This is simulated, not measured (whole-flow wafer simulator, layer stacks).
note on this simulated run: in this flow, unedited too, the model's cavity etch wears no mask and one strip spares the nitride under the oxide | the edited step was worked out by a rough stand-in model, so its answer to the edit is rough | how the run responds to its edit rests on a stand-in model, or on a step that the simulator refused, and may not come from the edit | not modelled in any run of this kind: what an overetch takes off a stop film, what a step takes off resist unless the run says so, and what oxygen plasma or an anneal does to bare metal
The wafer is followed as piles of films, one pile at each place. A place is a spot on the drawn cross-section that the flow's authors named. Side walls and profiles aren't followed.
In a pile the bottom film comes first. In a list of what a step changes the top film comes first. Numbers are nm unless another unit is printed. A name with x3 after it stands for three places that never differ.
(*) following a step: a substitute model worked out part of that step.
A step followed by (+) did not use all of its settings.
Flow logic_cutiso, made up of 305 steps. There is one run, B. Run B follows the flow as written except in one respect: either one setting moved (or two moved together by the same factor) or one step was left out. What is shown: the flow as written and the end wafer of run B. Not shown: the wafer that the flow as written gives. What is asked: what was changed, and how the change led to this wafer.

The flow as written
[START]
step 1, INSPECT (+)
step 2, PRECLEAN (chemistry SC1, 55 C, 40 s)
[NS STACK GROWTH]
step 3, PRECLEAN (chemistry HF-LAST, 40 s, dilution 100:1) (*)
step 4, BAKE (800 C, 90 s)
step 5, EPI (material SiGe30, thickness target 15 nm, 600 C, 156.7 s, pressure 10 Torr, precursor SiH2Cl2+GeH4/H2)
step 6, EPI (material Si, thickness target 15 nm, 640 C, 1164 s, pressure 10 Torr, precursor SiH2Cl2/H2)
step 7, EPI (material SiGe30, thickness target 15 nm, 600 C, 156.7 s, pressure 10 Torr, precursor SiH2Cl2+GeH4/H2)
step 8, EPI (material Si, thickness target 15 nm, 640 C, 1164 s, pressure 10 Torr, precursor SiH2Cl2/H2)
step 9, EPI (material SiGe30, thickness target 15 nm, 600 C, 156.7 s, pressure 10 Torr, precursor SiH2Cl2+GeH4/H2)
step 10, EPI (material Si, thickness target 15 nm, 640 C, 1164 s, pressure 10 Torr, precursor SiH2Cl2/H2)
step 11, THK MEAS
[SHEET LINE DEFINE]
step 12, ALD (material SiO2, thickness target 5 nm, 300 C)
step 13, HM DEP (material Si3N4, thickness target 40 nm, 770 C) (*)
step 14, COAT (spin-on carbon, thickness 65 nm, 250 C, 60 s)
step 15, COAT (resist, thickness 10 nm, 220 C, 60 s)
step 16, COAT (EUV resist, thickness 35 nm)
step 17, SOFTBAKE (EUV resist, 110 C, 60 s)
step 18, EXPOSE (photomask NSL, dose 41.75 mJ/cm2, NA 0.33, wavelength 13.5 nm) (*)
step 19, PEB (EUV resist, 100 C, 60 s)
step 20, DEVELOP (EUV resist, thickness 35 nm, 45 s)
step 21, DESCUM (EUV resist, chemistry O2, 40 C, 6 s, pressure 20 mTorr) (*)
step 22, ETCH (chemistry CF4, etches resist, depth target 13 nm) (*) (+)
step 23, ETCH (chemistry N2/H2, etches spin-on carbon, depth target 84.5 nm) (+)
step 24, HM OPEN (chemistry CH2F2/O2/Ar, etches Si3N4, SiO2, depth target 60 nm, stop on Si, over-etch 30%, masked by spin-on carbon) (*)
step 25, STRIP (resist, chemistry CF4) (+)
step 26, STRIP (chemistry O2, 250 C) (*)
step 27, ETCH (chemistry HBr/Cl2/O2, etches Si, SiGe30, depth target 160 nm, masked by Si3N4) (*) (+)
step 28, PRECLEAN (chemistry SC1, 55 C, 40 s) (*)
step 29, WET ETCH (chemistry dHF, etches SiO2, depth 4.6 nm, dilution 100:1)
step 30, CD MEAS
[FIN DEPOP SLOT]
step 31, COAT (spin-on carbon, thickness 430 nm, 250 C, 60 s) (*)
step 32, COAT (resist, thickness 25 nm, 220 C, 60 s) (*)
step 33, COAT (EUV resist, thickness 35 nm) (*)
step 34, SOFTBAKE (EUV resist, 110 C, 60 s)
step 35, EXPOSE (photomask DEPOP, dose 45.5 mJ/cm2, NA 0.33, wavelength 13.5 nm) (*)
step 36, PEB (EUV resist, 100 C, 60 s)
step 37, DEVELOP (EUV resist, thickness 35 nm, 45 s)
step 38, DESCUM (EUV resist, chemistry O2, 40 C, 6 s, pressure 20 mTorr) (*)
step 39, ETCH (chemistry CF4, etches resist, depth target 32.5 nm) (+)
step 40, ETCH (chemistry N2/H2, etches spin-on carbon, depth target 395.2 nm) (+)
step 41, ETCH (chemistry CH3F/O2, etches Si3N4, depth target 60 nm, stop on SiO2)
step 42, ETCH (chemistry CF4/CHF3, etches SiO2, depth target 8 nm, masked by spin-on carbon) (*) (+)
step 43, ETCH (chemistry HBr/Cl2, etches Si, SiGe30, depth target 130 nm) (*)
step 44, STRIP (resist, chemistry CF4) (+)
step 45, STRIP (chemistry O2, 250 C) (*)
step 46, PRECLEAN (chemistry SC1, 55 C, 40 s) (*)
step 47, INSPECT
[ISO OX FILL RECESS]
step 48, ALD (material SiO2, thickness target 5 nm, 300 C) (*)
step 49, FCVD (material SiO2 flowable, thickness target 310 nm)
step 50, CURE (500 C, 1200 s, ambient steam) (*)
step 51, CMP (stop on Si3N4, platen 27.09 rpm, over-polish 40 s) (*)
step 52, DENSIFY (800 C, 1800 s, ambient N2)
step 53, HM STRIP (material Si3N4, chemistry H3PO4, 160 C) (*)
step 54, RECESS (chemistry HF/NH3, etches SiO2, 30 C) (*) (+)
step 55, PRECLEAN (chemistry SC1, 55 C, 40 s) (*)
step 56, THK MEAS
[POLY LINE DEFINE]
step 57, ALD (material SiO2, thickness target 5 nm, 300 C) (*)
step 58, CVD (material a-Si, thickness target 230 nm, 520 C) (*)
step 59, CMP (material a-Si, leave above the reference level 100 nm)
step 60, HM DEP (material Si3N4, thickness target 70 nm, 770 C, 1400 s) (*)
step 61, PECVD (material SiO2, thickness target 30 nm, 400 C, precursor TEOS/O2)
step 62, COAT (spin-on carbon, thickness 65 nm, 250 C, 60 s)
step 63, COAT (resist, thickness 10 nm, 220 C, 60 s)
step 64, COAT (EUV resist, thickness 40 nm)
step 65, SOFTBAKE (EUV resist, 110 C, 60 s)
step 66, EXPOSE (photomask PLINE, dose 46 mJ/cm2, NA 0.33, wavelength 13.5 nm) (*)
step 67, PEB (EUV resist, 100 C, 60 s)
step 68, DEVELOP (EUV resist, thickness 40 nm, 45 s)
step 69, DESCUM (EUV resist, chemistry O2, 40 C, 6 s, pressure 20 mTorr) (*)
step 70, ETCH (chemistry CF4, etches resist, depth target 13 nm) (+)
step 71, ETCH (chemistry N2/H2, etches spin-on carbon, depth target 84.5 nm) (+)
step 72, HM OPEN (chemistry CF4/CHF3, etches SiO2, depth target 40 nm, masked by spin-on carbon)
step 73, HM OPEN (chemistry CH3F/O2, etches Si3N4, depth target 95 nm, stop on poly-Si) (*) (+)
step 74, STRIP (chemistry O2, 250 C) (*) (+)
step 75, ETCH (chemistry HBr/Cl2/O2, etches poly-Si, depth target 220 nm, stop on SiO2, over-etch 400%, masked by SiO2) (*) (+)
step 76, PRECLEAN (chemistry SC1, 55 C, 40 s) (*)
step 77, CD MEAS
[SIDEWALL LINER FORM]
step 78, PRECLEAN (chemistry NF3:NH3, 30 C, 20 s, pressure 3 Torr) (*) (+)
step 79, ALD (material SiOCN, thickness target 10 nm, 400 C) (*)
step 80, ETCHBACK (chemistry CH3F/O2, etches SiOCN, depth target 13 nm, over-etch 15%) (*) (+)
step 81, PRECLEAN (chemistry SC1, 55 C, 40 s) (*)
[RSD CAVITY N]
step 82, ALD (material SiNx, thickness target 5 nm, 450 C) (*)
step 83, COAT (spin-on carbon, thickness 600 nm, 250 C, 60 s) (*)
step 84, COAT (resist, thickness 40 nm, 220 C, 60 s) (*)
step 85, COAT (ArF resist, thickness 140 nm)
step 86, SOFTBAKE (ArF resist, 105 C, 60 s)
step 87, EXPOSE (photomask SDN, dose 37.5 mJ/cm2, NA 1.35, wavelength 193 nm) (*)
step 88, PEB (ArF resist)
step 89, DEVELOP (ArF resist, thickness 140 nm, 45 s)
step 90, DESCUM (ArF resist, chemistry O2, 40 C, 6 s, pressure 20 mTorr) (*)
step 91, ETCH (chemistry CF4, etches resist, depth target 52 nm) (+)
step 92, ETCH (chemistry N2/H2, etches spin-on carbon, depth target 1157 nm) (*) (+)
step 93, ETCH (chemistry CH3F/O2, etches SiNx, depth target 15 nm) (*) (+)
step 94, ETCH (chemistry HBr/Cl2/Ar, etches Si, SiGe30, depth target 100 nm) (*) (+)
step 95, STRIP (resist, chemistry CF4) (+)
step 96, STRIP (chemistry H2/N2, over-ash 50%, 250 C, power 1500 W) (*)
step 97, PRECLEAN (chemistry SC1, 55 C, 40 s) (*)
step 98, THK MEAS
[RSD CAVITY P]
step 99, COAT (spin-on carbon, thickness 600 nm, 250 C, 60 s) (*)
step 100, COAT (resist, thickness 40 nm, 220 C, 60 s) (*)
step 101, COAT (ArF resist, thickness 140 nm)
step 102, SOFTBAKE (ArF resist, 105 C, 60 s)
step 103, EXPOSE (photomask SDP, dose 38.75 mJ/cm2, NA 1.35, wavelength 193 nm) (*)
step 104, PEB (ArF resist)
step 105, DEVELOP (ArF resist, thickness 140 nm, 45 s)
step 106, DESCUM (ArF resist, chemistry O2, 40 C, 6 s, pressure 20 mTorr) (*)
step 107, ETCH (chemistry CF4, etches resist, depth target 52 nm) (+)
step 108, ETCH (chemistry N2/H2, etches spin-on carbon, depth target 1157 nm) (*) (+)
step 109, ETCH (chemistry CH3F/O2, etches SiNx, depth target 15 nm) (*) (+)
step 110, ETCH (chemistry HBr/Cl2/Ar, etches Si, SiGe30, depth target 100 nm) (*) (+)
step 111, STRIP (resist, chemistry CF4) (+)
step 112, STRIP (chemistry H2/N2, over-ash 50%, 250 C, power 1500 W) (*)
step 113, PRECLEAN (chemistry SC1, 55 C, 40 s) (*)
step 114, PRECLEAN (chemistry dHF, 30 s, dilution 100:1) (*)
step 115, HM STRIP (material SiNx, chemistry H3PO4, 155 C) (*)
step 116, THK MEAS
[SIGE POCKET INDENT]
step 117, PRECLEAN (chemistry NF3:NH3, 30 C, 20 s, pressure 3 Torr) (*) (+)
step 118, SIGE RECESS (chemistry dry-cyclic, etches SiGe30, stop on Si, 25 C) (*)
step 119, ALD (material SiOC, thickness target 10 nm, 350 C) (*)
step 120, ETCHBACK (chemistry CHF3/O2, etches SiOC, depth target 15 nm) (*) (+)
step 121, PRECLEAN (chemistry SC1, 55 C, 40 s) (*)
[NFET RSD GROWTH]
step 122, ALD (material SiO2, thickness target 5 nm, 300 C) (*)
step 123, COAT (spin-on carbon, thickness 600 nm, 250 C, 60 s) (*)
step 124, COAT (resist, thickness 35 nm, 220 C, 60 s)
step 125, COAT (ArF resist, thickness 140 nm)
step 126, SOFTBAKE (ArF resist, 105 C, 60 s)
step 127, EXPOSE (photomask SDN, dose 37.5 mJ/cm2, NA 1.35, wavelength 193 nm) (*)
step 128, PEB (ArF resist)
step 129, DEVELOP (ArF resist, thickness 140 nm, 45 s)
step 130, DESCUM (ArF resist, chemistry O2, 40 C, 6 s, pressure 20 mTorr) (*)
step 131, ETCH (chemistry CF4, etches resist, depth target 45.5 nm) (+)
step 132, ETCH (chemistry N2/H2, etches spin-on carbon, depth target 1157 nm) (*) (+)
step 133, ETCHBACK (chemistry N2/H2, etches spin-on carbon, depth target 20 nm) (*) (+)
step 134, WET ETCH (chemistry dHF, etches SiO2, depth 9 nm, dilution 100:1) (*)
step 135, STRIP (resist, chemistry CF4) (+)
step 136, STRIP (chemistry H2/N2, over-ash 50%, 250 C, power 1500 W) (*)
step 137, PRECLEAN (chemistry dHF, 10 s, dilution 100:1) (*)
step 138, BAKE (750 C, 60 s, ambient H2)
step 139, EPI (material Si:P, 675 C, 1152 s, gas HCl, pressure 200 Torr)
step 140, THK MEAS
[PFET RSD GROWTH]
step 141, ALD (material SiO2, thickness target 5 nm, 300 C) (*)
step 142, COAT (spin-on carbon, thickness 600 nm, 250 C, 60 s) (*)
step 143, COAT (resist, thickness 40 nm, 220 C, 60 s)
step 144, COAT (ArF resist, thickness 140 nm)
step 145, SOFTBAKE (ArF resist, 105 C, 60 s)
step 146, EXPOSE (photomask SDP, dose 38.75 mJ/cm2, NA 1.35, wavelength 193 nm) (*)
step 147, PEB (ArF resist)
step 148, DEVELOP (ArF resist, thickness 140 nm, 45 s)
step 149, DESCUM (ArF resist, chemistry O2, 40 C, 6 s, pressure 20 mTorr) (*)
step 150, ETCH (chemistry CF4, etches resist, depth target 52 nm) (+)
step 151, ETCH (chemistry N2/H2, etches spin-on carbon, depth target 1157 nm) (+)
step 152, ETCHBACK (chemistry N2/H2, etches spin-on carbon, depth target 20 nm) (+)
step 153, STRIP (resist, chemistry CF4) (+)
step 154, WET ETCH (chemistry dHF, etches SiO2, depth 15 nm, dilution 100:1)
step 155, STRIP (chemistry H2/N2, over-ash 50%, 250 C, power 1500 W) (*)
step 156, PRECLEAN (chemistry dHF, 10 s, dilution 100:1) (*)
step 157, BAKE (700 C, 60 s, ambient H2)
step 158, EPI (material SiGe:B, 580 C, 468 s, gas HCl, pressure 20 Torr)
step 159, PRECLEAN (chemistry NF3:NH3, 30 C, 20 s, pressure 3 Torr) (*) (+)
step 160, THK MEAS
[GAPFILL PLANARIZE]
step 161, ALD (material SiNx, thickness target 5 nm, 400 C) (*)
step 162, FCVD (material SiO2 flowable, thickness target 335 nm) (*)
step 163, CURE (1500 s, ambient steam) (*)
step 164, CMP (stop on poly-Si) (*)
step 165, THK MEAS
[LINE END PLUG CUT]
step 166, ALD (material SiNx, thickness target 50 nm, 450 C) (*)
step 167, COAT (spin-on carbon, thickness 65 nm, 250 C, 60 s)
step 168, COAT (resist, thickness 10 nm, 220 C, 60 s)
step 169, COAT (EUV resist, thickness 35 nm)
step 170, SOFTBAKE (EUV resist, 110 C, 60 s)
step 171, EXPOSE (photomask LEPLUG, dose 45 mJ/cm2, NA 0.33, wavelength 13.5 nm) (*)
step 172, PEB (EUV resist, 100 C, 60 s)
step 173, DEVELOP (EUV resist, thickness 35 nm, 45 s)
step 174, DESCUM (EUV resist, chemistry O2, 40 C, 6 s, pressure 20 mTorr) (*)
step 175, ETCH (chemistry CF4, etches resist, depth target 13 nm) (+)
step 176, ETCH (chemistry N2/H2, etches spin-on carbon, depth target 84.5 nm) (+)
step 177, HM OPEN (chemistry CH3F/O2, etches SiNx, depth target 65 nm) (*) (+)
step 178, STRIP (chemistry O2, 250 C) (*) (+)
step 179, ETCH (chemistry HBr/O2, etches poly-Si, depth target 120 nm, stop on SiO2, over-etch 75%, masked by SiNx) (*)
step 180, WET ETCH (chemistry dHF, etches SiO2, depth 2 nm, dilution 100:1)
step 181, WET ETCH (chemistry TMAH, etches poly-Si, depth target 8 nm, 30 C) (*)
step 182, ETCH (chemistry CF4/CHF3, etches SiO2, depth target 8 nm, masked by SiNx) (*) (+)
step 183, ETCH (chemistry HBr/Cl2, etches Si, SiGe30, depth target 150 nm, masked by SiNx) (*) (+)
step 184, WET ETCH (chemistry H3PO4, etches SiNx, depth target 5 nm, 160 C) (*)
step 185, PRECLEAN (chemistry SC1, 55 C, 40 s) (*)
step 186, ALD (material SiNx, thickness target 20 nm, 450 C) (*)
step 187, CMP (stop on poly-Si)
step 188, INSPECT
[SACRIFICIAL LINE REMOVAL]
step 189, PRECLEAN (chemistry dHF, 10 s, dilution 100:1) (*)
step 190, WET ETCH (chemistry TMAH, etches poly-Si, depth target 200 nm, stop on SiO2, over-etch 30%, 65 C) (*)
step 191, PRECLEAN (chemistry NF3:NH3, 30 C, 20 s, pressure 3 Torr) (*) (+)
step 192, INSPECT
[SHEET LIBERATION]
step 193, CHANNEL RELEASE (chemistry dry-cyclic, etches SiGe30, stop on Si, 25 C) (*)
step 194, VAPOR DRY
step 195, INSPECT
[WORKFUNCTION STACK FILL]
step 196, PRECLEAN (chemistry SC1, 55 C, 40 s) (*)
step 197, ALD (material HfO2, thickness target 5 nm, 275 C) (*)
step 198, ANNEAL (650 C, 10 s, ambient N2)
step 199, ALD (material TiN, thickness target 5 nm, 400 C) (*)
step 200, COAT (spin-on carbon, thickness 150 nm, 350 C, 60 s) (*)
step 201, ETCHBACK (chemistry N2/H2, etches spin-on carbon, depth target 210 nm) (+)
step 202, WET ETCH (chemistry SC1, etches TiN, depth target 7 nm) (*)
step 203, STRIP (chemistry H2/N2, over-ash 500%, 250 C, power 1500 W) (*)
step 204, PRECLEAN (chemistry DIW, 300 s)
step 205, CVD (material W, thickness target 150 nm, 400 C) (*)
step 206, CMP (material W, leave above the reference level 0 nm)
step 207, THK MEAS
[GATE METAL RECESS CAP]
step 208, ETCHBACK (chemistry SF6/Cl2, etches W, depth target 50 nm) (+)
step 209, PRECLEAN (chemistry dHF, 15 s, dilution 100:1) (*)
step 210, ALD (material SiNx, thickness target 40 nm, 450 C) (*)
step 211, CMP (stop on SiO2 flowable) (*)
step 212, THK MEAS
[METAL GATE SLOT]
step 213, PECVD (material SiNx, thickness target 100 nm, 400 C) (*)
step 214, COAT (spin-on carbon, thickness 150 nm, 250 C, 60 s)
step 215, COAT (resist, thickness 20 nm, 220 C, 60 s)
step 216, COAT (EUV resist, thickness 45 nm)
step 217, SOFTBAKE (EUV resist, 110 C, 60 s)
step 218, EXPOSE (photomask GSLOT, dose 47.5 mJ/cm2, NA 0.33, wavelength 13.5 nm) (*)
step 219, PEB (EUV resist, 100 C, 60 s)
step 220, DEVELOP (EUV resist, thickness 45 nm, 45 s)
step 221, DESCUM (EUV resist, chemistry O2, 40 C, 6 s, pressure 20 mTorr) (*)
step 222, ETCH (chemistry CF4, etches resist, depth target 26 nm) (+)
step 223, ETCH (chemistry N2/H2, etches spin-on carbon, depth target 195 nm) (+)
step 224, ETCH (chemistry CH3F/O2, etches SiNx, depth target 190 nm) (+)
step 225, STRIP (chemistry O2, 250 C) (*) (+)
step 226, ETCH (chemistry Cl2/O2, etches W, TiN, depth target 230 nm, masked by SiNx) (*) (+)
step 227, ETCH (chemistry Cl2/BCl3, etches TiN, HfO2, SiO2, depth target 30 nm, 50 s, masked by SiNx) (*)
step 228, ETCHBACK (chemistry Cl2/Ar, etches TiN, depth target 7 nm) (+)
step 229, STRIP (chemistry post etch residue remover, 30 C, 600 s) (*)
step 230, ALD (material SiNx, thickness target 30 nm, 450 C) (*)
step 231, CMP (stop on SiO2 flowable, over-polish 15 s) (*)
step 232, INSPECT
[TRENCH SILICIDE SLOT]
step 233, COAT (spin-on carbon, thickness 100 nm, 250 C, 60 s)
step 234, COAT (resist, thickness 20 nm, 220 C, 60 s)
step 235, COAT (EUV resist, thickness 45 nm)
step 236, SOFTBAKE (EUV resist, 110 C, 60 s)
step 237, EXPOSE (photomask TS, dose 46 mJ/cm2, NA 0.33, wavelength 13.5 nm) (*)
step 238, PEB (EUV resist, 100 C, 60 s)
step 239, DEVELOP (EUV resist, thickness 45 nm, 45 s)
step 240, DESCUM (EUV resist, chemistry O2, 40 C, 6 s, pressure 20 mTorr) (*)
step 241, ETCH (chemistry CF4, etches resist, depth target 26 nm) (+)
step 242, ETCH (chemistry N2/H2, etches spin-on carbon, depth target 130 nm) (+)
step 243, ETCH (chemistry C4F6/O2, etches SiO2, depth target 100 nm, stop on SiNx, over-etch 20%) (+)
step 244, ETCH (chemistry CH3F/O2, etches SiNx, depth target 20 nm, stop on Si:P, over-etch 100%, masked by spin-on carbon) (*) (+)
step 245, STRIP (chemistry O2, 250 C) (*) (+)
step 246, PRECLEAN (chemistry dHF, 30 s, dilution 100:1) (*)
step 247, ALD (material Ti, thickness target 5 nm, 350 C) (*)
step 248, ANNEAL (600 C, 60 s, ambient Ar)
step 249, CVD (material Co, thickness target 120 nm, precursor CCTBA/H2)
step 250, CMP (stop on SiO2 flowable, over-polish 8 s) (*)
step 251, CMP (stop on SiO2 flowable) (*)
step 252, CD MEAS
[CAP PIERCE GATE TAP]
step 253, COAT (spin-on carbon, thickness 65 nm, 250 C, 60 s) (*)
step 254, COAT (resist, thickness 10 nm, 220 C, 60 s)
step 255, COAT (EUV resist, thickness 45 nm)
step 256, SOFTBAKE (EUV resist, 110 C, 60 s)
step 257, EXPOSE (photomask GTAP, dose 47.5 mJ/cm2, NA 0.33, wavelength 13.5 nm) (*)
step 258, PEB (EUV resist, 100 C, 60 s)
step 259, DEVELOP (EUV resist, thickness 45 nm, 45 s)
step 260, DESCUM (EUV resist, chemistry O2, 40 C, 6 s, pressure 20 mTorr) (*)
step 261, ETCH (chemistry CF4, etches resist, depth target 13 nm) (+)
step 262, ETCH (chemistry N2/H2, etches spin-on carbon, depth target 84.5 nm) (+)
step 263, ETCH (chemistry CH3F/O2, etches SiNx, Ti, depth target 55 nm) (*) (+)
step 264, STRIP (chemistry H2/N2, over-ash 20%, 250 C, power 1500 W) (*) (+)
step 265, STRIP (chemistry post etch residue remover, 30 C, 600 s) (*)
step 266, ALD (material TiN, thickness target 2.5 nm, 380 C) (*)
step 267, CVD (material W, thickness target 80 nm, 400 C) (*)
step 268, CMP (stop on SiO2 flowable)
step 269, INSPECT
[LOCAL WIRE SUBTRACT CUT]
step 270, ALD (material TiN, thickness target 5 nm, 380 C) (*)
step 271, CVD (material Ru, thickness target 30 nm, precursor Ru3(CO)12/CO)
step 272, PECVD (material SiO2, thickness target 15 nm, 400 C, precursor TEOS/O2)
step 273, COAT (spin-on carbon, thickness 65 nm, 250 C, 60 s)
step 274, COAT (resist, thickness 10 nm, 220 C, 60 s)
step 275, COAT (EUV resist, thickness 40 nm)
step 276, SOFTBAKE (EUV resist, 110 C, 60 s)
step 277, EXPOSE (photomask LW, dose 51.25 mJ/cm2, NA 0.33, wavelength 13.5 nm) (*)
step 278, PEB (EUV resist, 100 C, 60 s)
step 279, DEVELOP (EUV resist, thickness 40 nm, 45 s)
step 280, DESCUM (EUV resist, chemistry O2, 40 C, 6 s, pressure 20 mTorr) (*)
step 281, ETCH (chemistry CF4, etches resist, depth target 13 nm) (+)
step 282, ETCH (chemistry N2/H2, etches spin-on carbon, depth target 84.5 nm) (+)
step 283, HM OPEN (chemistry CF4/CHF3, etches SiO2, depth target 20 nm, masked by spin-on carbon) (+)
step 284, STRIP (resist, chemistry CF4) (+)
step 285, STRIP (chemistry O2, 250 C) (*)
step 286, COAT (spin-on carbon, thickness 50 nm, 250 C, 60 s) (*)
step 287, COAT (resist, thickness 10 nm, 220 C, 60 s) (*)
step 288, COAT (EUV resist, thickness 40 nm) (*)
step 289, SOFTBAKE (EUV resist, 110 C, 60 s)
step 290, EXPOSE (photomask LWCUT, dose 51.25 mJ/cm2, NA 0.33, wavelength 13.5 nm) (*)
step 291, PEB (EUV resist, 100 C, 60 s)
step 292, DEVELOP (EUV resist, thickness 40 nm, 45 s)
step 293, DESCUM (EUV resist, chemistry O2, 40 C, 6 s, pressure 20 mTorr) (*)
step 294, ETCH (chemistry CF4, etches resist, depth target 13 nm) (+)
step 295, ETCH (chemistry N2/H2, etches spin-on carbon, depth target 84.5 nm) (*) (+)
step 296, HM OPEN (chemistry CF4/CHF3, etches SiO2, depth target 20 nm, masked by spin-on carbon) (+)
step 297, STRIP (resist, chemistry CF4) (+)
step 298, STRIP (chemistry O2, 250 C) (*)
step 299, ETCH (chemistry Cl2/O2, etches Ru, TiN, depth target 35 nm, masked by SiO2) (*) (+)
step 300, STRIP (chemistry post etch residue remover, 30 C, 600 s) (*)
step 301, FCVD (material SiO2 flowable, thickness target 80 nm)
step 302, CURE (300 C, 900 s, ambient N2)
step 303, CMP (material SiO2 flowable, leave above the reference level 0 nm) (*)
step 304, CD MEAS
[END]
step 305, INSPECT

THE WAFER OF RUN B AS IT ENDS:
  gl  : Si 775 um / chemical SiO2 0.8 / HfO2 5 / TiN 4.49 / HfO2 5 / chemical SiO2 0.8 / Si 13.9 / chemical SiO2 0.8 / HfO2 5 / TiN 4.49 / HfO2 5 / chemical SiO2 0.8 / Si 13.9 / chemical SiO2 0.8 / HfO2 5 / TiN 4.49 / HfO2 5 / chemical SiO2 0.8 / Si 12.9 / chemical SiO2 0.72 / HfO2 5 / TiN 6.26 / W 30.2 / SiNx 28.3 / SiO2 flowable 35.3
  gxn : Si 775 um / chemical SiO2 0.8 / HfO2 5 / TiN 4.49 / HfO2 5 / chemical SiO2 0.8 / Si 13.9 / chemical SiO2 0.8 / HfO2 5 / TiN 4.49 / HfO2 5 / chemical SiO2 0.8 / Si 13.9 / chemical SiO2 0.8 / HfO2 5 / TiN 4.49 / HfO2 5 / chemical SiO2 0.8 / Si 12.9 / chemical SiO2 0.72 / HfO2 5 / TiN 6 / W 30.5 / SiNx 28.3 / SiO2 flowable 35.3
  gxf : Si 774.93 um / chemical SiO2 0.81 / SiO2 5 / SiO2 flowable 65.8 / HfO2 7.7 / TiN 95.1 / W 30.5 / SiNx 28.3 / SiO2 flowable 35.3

Cause: step 199, ALD: thickness target 6 nm was run, though the flow has thickness target 5 nm.
One can read it off the wafer: gxn has TiN 6, and step 199 as written asks for 5 nm.

The path from the change to this, step by step:
  step 199, ALD (material TiN, thickness target 5 nm, 400 C) (*)
      depop, dpovl, iso and 11 more: +6 TiN (new film) (in the flow as written it would be: +5 TiN (new film))
      gl, glp, tap: +6.26 TiN (new film), +4.49 TiN (new film), -4.49 cavity (all of it), +4.49 TiN (new film), -4.49 cavity (all of it), +4.49 TiN (new film), -4.49 cavity (all of it) (in the flow as written it would be: +5.26 TiN (new film), +4.49 TiN (new film), -4.49 cavity (all of it), +4.49 TiN (new film), -4.49 cavity (all of it), +4.49 TiN (new film), -4.49 cavity (all of it))
      (as well as at 5 more places)
  step 200, COAT (spin-on carbon, thickness 150 nm, 350 C, 60 s) (*)
      lnr, lnrp: +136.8 spin-on carbon (new film) (in the flow as written it would be: +133.9 spin-on carbon (new film))
      rsdp, rsdx: +148.6 spin-on carbon (new film) (in the flow as written it would be: +145.6 spin-on carbon (new film))
      (as well as at 5 more places)
  step 201, ETCHBACK (chemistry N2/H2, etches spin-on carbon, depth target 210 nm) (+)
      lnr, lnrp: -136.8 spin-on carbon (all of it) (in the flow as written it would be: -133.9 spin-on carbon (all of it))
      rsdp, rsdx: -148.6 spin-on carbon (all of it) (in the flow as written it would be: -145.6 spin-on carbon (all of it))
      (as well as at 4 more places)
  step 202, WET ETCH (chemistry SC1, etches TiN, depth target 7 nm) (*)
      depop, dpovl, iso and 12 more: -6 TiN (all of it) (in the flow as written it would be: -5 TiN (all of it))
  step 203, STRIP (chemistry H2/N2, over-ash 500%, 250 C, power 1500 W) (*)
      gl, glp: -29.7 spin-on carbon (all of it) (in the flow as written it would be: -26.7 spin-on carbon (all of it))
      gxn, gxp: -29.8 spin-on carbon (all of it) (in the flow as written it would be: -26.8 spin-on carbon (all of it))
      (as well as at 3 more places)
  step 205, CVD (material W, thickness target 150 nm, 400 C) (*)
      gxf: +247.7 W (new film) (in the flow as written it would be: +337.8 W (new film))
  step 226, ETCH (chemistry Cl2/O2, etches W, TiN, depth target 230 nm, masked by SiNx) (*) (+)
      gfld: -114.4 W (all of it), -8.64 TiN (all of it), -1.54 HfO2 (in the flow as written it would be: -115.4 W (all of it), -7.64 TiN (all of it), -1.54 HfO2)
